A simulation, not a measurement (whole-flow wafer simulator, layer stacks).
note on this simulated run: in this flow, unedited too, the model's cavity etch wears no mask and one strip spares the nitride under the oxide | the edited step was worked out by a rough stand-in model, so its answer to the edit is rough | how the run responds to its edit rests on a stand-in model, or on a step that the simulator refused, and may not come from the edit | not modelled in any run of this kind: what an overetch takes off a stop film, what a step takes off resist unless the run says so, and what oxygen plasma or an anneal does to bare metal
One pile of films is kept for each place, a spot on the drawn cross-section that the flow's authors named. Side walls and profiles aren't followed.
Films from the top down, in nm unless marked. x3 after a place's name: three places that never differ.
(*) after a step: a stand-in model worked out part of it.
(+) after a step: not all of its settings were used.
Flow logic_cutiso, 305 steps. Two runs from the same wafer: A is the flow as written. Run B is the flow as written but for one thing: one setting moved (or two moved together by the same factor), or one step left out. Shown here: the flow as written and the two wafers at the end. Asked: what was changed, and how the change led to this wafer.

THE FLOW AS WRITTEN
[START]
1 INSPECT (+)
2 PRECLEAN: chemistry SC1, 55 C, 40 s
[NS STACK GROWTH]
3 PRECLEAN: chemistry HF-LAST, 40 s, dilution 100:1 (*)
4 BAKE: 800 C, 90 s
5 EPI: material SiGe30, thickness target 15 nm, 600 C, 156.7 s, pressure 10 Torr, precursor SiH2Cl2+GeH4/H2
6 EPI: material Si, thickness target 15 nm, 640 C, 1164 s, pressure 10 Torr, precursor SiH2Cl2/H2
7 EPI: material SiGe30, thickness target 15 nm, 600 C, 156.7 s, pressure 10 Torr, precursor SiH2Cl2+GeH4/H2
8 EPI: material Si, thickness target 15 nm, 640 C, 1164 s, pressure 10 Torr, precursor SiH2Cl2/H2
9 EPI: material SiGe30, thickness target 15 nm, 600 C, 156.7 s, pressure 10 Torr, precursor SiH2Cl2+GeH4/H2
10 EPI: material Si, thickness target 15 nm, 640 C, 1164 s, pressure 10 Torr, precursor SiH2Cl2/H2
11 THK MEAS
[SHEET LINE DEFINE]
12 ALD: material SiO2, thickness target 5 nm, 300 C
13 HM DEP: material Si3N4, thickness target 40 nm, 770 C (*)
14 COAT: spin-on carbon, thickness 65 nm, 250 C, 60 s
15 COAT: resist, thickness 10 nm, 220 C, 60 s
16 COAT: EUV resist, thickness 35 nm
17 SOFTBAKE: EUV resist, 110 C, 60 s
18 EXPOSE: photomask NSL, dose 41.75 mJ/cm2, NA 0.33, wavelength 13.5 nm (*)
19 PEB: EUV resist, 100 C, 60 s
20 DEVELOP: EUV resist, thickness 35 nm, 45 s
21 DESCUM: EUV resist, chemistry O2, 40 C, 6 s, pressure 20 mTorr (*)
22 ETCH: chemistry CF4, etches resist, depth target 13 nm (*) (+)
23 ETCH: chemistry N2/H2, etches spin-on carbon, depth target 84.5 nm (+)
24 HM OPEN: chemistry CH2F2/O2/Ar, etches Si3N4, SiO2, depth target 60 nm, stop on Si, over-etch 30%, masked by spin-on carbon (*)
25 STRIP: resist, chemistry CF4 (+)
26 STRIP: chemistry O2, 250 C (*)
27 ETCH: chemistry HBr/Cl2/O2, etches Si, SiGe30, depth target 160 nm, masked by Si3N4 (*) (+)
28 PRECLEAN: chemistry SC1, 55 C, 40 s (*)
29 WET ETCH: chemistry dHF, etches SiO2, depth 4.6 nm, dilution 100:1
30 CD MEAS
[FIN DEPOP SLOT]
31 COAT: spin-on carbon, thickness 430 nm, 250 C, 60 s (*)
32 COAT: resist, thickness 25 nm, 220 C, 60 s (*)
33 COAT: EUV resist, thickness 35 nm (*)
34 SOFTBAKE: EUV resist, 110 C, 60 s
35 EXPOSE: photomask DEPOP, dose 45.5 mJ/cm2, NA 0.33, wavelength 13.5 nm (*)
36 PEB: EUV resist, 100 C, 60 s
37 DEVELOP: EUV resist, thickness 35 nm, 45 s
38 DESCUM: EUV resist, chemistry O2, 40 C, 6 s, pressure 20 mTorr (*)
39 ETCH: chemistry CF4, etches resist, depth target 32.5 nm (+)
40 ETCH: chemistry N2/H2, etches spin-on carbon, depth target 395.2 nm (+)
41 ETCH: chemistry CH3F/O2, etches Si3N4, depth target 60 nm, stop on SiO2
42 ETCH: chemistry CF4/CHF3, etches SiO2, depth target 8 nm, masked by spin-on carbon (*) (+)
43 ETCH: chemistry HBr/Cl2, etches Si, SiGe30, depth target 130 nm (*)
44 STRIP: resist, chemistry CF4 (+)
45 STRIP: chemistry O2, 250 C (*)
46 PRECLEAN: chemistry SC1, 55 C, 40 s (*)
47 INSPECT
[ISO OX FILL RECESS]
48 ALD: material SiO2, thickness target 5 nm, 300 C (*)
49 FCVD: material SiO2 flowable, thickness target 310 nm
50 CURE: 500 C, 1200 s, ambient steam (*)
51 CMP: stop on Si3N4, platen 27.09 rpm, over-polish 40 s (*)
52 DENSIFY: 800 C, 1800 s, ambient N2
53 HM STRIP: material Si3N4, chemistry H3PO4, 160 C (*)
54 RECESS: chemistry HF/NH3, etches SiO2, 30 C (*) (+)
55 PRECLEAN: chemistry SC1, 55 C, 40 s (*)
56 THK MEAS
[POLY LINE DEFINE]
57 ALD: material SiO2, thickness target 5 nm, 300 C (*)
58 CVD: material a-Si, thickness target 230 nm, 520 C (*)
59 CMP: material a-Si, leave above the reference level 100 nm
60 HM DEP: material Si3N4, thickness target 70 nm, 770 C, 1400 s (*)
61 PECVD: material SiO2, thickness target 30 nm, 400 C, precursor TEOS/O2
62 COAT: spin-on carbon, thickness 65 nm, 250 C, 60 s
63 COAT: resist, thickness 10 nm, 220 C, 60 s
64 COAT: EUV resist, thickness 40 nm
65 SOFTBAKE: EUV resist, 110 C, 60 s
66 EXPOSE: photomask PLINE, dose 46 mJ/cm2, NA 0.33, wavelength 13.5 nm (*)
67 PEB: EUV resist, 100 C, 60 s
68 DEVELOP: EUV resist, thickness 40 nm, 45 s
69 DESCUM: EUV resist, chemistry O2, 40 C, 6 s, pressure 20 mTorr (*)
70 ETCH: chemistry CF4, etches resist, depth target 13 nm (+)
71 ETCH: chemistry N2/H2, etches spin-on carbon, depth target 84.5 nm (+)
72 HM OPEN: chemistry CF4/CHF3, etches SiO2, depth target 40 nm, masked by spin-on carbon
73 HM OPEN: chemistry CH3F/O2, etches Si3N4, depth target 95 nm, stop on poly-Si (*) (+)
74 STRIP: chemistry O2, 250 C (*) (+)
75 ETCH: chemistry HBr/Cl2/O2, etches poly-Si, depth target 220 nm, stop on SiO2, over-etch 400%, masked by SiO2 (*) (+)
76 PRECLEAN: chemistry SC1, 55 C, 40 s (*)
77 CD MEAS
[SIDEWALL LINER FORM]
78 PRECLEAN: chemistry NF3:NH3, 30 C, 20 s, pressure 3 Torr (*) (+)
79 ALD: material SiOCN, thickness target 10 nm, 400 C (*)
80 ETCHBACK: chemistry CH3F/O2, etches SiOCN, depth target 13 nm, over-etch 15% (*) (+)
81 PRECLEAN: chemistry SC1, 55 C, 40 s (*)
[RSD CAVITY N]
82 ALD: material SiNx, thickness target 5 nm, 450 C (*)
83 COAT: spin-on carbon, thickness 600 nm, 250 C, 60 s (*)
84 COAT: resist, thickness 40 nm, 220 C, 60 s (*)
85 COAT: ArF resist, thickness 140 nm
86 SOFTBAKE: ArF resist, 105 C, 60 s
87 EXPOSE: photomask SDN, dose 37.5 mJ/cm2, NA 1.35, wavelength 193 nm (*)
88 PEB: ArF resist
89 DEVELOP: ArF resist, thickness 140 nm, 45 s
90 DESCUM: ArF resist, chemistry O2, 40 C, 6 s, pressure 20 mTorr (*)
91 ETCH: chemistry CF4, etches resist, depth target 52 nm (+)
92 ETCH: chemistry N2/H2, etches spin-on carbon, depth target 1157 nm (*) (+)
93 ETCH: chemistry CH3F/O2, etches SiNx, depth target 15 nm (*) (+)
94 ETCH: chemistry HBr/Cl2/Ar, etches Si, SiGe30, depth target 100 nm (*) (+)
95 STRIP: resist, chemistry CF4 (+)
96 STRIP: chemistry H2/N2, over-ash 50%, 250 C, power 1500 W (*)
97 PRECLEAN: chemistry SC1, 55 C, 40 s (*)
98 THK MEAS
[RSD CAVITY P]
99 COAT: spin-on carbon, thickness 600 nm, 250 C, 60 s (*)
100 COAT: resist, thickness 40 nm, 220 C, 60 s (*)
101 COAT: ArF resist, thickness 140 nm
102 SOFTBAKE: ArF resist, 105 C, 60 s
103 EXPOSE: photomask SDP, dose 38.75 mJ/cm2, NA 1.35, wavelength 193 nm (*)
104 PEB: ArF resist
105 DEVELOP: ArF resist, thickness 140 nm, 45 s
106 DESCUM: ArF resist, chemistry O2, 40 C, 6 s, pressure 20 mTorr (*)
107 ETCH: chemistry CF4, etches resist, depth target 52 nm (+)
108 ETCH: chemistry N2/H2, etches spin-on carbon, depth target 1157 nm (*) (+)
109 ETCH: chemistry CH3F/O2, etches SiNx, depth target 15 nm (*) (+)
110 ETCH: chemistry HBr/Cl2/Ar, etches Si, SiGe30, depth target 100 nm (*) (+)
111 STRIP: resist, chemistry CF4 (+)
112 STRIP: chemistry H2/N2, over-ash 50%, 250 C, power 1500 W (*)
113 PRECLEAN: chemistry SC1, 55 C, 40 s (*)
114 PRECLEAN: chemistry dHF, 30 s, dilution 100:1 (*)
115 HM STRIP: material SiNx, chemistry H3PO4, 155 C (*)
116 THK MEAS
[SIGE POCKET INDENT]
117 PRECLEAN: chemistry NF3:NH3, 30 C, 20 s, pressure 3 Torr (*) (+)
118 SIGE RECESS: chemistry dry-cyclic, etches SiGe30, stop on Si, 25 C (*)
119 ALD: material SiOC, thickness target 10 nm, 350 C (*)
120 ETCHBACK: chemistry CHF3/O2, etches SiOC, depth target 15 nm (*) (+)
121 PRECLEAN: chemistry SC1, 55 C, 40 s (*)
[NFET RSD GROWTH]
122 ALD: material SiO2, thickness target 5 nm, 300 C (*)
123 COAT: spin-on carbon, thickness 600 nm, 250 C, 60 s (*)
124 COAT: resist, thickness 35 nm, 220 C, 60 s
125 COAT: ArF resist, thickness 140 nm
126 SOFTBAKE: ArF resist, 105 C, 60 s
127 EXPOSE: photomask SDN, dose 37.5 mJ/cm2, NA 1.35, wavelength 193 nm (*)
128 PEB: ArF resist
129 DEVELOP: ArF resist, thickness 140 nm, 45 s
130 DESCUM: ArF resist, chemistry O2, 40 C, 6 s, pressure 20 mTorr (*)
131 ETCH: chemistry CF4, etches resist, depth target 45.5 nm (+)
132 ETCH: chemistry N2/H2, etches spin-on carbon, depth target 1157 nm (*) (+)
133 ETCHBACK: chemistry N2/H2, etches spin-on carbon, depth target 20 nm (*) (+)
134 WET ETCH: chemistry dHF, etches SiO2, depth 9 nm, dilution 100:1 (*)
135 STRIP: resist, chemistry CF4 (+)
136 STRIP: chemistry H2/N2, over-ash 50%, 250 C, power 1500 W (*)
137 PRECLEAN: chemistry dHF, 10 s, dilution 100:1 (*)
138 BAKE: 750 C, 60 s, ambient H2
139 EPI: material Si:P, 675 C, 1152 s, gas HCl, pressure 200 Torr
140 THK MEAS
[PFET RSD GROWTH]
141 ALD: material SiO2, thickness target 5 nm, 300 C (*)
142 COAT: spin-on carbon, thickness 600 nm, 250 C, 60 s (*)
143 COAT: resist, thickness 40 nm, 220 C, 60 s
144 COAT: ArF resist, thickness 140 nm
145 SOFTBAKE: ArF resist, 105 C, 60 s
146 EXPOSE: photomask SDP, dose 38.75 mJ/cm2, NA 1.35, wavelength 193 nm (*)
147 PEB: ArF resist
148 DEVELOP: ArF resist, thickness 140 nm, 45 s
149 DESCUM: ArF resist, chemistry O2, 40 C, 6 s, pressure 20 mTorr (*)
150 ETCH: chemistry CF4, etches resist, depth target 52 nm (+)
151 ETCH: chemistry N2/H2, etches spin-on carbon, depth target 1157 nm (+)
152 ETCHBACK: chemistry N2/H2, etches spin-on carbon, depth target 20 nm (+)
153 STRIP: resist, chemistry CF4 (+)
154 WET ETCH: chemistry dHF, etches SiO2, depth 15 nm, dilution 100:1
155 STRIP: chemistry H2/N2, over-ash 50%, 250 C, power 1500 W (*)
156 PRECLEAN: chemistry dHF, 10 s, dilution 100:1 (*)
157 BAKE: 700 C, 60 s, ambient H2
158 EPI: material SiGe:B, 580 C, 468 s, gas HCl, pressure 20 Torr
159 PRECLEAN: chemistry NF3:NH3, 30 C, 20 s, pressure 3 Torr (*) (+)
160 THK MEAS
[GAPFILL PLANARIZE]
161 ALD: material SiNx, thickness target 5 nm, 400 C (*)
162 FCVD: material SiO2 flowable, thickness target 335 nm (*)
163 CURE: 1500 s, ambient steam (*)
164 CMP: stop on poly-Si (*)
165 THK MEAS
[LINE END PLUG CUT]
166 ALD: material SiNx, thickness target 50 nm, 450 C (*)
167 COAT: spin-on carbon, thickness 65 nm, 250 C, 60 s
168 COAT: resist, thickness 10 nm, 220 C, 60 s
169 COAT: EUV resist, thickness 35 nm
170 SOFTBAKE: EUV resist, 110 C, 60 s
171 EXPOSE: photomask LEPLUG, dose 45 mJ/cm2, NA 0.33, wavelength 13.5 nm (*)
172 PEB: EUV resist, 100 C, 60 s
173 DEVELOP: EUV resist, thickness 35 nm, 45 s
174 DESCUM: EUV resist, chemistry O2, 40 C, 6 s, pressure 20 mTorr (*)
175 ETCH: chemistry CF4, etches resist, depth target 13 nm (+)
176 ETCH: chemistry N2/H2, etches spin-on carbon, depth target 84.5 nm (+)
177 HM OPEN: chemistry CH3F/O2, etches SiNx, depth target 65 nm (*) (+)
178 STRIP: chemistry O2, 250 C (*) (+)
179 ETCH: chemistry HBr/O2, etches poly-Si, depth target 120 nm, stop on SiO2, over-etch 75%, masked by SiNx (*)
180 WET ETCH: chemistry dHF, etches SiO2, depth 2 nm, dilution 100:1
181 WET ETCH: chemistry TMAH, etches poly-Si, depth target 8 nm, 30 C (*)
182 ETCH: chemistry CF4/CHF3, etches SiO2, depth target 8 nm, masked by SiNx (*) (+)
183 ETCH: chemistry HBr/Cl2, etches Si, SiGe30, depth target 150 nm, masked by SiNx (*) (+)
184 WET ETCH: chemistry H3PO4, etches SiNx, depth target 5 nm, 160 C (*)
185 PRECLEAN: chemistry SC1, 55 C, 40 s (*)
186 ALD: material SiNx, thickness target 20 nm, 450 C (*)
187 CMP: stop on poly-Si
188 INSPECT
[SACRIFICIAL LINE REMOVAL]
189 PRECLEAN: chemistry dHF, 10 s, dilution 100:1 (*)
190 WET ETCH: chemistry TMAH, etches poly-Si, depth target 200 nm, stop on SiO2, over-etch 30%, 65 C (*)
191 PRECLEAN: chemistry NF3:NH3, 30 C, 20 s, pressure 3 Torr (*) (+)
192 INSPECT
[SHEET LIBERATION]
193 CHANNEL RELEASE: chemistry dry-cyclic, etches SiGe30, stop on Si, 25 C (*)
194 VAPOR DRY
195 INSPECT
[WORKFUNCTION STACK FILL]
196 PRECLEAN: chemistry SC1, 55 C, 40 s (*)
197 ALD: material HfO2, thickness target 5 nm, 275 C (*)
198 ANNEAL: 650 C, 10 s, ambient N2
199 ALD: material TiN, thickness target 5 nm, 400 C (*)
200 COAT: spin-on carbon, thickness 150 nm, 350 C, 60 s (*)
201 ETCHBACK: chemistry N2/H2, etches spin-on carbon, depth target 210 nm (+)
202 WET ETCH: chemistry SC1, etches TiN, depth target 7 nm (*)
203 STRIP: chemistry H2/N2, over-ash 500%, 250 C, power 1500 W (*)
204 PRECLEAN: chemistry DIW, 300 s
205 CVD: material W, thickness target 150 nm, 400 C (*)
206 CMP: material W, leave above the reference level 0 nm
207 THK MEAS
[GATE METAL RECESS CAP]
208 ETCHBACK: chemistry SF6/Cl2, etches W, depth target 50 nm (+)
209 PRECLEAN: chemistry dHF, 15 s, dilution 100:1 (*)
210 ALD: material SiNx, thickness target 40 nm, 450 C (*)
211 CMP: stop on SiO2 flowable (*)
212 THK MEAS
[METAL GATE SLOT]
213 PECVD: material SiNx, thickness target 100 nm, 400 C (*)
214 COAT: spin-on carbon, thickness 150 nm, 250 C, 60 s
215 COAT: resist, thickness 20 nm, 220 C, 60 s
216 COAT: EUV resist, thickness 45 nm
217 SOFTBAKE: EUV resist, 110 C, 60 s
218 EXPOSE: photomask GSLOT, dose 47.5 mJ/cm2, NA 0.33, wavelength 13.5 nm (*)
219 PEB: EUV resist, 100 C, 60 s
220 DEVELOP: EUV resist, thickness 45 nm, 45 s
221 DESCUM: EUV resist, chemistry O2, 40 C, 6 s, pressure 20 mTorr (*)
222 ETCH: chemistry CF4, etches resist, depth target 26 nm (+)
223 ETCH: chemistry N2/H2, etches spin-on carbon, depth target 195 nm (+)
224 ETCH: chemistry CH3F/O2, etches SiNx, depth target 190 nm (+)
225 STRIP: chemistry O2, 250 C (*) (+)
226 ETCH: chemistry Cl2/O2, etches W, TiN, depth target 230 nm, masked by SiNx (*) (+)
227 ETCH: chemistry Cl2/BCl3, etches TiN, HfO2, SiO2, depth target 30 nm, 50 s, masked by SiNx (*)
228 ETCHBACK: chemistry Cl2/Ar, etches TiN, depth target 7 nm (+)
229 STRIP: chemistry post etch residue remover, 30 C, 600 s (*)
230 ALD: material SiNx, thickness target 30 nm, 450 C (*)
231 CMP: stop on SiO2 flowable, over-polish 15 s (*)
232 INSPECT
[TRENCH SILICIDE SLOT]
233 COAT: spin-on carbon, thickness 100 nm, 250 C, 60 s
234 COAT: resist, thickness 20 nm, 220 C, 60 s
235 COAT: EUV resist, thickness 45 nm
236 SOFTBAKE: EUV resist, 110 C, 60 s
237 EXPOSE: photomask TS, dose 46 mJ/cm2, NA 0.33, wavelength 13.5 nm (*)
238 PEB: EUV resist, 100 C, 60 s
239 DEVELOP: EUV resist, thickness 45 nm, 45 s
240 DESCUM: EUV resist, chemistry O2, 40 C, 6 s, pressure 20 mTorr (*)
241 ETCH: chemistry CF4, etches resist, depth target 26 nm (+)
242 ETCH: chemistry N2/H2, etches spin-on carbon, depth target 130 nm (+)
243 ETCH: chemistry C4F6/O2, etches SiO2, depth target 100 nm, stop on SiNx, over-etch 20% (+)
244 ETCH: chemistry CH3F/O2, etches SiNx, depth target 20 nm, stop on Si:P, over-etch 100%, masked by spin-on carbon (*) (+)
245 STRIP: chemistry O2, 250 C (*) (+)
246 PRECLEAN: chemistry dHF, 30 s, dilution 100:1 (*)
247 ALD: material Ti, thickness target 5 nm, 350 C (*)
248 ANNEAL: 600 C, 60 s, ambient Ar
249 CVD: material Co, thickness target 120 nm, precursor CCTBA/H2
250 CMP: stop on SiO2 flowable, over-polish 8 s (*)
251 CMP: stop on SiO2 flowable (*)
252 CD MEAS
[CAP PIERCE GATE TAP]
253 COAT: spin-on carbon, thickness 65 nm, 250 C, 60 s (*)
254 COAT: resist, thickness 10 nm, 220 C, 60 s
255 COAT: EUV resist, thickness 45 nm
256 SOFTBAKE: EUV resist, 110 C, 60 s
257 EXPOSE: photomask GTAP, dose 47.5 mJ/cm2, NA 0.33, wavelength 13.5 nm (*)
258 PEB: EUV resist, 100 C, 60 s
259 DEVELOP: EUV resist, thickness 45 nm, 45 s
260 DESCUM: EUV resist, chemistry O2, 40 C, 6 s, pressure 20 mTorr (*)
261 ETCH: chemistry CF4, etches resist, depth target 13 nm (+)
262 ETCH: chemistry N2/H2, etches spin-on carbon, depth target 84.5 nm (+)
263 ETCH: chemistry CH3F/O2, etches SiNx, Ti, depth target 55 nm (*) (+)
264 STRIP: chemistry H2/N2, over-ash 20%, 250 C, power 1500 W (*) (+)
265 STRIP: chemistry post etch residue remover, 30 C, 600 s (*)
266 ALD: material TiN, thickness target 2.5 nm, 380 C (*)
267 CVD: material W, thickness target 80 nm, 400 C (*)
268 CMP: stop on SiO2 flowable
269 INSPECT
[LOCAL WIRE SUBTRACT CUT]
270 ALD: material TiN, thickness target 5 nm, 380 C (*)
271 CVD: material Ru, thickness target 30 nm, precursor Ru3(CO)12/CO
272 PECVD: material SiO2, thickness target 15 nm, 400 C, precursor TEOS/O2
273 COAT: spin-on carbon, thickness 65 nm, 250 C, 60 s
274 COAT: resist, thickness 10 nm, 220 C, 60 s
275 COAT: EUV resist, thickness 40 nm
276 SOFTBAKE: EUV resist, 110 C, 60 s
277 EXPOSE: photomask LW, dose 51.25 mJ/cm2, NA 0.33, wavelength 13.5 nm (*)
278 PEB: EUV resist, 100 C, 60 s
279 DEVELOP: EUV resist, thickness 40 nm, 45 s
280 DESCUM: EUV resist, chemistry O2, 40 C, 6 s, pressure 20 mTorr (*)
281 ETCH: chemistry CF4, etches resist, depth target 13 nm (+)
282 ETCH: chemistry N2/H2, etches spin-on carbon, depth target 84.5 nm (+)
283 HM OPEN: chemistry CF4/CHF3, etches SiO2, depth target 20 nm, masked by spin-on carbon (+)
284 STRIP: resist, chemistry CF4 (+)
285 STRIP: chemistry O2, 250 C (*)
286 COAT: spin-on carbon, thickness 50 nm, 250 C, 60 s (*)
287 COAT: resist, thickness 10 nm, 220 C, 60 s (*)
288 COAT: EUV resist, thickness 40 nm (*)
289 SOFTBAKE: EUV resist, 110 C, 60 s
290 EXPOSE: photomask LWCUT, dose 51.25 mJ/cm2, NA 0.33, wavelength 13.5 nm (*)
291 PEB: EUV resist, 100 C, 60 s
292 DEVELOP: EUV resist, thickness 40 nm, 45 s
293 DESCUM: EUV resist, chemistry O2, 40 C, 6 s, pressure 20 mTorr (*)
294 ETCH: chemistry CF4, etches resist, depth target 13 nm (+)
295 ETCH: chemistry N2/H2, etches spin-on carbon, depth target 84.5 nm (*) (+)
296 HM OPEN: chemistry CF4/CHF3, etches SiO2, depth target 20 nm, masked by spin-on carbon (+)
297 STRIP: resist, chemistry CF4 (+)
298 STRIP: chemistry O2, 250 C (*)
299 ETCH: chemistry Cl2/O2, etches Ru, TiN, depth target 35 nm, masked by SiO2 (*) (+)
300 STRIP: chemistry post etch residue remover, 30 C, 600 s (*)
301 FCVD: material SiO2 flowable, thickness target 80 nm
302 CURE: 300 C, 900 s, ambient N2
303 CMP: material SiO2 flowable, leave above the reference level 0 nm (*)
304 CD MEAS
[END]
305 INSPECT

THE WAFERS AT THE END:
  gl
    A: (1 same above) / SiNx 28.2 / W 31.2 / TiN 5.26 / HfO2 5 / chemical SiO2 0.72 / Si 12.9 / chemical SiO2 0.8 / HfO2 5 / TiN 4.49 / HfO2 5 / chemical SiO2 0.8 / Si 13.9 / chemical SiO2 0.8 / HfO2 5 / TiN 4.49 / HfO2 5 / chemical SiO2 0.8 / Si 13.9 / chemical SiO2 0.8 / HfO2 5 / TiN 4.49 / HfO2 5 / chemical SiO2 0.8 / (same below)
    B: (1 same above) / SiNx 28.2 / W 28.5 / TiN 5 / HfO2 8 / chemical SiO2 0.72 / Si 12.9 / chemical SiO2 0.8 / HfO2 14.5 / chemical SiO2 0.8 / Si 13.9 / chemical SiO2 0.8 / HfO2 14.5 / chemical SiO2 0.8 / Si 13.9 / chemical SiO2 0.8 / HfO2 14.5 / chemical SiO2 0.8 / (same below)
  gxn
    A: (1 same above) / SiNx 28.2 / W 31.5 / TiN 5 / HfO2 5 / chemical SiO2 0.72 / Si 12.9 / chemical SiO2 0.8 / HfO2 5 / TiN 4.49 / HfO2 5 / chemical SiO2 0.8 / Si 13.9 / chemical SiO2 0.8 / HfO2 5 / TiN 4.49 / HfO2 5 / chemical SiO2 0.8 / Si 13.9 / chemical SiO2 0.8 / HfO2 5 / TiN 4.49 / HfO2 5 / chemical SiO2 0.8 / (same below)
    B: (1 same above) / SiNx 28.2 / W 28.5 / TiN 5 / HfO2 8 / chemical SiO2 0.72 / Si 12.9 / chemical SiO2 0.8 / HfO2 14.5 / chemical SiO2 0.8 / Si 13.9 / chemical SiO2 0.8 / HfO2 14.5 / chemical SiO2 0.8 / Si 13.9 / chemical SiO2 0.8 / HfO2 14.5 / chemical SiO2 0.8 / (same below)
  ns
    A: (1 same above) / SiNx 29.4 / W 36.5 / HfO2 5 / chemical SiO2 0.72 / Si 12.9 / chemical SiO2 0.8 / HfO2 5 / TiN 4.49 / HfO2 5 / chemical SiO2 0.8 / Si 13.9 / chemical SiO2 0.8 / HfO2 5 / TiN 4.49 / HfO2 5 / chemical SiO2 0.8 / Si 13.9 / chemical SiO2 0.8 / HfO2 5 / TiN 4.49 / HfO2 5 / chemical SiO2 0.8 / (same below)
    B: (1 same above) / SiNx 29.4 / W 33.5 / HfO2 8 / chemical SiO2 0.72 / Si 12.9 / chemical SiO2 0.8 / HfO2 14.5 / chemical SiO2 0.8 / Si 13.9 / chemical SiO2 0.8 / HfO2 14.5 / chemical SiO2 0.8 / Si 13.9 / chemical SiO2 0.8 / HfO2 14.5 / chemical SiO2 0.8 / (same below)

The cause: step 197, ALD: thickness target 8 nm was run, where the flow has thickness target 5 nm.

How the change led to this, step by step:
  197 ALD: material HfO2, thickness target 5 nm, 275 C (*)
      gl, glp, gxn, gxp, ns, tap: A HfO2 +5 (new film), HfO2 +5 (new film), cavity -10, HfO2 +5 (new film), HfO2 +5 (new film), cavity -10, HfO2 +5 (new film), HfO2 +5 (new film), cavity -10, HfO2 +5 (new film) | B HfO2 +8 (new film), HfO2 +14.5 (new film), cavity -14.5 (all of it), HfO2 +14.5 (new film), cavity -14.5 (all of it), HfO2 +14.5 (new film), cavity -14.5 (all of it)
      depop, dpovl, gfld and 12 more: A HfO2 +5 (new film) | B HfO2 +8 (new film)
      (and at 1 more place)
  199 ALD: material TiN, thickness target 5 nm, 400 C (*)
      gl, glp, tap: A TiN +5.26 (new film), TiN +4.49 (new film), cavity -4.49 (all of it), TiN +4.49 (new film), cavity -4.49 (all of it), TiN +4.49 (new film), cavity -4.49 (all of it) | B TiN +5 (new film)
      gxn, gxp, ns: A TiN +5 (new film), TiN +4.49 (new film), cavity -4.49 (all of it), TiN +4.49 (new film), cavity -4.49 (all of it), TiN +4.49 (new film), cavity -4.49 (all of it) | B TiN +5 (new film)
      (and at 2 more places)
  200 COAT: spin-on carbon, thickness 150 nm, 350 C, 60 s (*)
      gl, glp: A spin-on carbon +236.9 (new film) | B spin-on carbon +244.2 (new film)
      gxn, gxp: A spin-on carbon +236.9 (new film) | B spin-on carbon +244.1 (new film)
      (and at 18 more places)
  201 ETCHBACK: chemistry N2/H2, etches spin-on carbon, depth target 210 nm (+)
      lnr, lnrp: A spin-on carbon -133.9 (all of it) | B spin-on carbon -140.8 (all of it)
      rsdn, rsdw: A spin-on carbon -145.8 (all of it) | B spin-on carbon -152.8 (all of it)
      (and at 11 more places)
  203 STRIP: chemistry H2/N2, over-ash 500%, 250 C, power 1500 W (*)
      gl, glp: A spin-on carbon -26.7 (all of it) | B spin-on carbon -34.1 (all of it)
      gxn, gxp: A spin-on carbon -26.8 (all of it) | B spin-on carbon -34 (all of it)
      (and at 3 more places)
  205 CVD: material W, thickness target 150 nm, 400 C (*)
      gxf: A W +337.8 (new film) | B W +248.7 (new film)
  206 CMP: material W, leave above the reference level 0 nm
      lnr, lnri, lnrp, lnrt: A W -150 (all of it), HfO2 -5 (all of it), SiOCN -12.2 | B W -150 (all of it), HfO2 -8 (all of it), SiOCN -12.2
      rsdn, rsdp, rsdw, rsdx: A W -162.2 (all of it), HfO2 -5 (all of it) | B W -162.2 (all of it), HfO2 -8 (all of it)
      (and at 2 more places)
  226 ETCH: chemistry Cl2/O2, etches W, TiN, depth target 230 nm, masked by SiNx (*) (+)
      depop, dpovl, gl and 18 more: A SiNx -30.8 | B SiNx -30
      gfld: A W -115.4 (all of it), TiN -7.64 (all of it), HfO2 -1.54 | B W -115.1 (all of it), TiN -5 (all of it), HfO2 -1.5
  227 ETCH: chemistry Cl2/BCl3, etches TiN, HfO2, SiO2, depth target 30 nm, 50 s, masked by SiNx (*)
      gfld: A HfO2 -3.46 (all of it), SiO2 flowable -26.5 | B HfO2 -6.5 (all of it), SiO2 flowable -23.5
Counting metal films that touch as one body, gl has 1 body; the flow as written gives 4 bodies (between them, from the top down: HfO2 5 / chemical SiO2 0.72 / Si 12.9 / chemical SiO2 0.8 / HfO2 5; HfO2 5 / chemical SiO2 0.8 / Si 13.9 / chemical SiO2 0.8 / HfO2 5; HfO2 5 / chemical SiO2 0.8 / Si 13.9 / chemical SiO2 0.8 / HfO2 5).
Counting metal films that touch as one body, gxn has 1 body; the flow as written gives 4 bodies (between them, from the top down: HfO2 5 / chemical SiO2 0.72 / Si 12.9 / chemical SiO2 0.8 / HfO2 5; HfO2 5 / chemical SiO2 0.8 / Si 13.9 / chemical SiO2 0.8 / HfO2 5; HfO2 5 / chemical SiO2 0.8 / Si 13.9 / chemical SiO2 0.8 / HfO2 5).
Counting metal films that touch as one body, ns has 1 body; the flow as written gives 4 bodies (between them, from the top down: HfO2 5 / chemical SiO2 0.72 / Si 12.9 / chemical SiO2 0.8 / HfO2 5; HfO2 5 / chemical SiO2 0.8 / Si 13.9 / chemical SiO2 0.8 / HfO2 5; HfO2 5 / chemical SiO2 0.8 / Si 13.9 / chemical SiO2 0.8 / HfO2 5).
